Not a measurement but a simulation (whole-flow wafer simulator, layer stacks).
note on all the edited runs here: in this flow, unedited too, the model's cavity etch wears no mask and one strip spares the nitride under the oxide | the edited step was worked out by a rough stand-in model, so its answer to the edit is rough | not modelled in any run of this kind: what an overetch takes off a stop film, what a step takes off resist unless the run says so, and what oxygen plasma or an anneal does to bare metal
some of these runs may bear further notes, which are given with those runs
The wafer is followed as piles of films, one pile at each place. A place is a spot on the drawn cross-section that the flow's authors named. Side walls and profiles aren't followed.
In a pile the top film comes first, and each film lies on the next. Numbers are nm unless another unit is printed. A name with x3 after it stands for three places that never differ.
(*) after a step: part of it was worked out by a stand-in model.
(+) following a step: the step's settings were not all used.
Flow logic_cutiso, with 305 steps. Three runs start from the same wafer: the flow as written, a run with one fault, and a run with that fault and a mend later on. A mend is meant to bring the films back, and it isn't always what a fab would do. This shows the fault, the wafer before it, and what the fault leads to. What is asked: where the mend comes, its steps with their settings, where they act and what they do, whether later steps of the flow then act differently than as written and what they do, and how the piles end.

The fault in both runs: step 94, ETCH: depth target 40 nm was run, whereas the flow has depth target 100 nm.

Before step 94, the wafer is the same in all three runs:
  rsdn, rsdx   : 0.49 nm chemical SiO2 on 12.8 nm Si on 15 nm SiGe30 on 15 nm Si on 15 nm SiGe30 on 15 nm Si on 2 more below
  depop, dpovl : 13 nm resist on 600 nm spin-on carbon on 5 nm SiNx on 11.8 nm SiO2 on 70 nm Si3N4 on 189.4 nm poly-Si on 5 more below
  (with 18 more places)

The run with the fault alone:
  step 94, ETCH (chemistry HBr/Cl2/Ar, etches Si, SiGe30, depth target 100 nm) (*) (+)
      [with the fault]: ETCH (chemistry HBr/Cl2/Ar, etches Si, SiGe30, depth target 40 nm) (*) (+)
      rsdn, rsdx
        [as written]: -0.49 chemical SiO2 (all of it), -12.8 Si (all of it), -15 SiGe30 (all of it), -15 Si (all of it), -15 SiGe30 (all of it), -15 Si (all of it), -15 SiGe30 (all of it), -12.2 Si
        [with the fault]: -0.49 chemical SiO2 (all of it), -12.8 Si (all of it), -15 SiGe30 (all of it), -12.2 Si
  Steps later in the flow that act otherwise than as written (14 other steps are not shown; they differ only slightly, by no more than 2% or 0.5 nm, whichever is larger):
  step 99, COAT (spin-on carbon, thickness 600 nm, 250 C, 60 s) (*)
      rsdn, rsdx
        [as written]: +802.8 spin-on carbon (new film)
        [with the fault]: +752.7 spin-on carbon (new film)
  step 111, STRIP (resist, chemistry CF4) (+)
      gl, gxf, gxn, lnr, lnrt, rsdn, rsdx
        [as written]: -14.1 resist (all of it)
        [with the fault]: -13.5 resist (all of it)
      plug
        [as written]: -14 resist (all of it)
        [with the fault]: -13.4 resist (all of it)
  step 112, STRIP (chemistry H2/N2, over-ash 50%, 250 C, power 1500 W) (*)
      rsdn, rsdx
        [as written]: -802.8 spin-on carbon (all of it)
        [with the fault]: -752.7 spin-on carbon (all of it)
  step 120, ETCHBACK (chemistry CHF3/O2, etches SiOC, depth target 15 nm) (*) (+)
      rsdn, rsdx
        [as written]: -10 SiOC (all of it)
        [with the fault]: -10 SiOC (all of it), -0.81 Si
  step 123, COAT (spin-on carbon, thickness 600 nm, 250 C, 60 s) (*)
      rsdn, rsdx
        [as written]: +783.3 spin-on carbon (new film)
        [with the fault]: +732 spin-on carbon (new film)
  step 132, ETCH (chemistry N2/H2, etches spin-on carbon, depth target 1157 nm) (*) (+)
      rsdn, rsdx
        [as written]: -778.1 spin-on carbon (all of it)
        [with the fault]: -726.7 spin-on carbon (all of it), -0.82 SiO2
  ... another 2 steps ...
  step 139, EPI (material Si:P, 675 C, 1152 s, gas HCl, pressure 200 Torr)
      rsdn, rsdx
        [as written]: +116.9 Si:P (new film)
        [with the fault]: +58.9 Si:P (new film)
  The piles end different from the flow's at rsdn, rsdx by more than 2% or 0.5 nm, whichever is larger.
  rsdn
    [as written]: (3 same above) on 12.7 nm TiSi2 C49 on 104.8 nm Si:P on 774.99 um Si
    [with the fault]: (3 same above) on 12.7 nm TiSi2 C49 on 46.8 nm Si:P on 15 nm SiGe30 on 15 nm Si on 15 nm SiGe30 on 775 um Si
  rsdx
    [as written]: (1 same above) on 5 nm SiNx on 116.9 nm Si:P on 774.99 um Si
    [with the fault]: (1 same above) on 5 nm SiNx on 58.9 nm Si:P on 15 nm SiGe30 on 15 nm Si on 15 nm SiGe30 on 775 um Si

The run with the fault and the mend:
  After step 94 comes the mend.
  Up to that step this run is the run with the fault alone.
  step 94a, ETCH (chemistry HBr/Cl2/Ar, etches Si, SiGe30, depth target 60 nm) (*) (+) (the flow's step 94, run once more with other settings)
      rsdn, rsdx
        -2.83 Si (all of it), -15 SiGe30 (all of it), -15 Si (all of it), -15 SiGe30 (all of it), -12.2 Si
  Every later step of the flow that is run acts as written at every place that is followed.
  At every place that both follow, the piles at the end match the flow's.
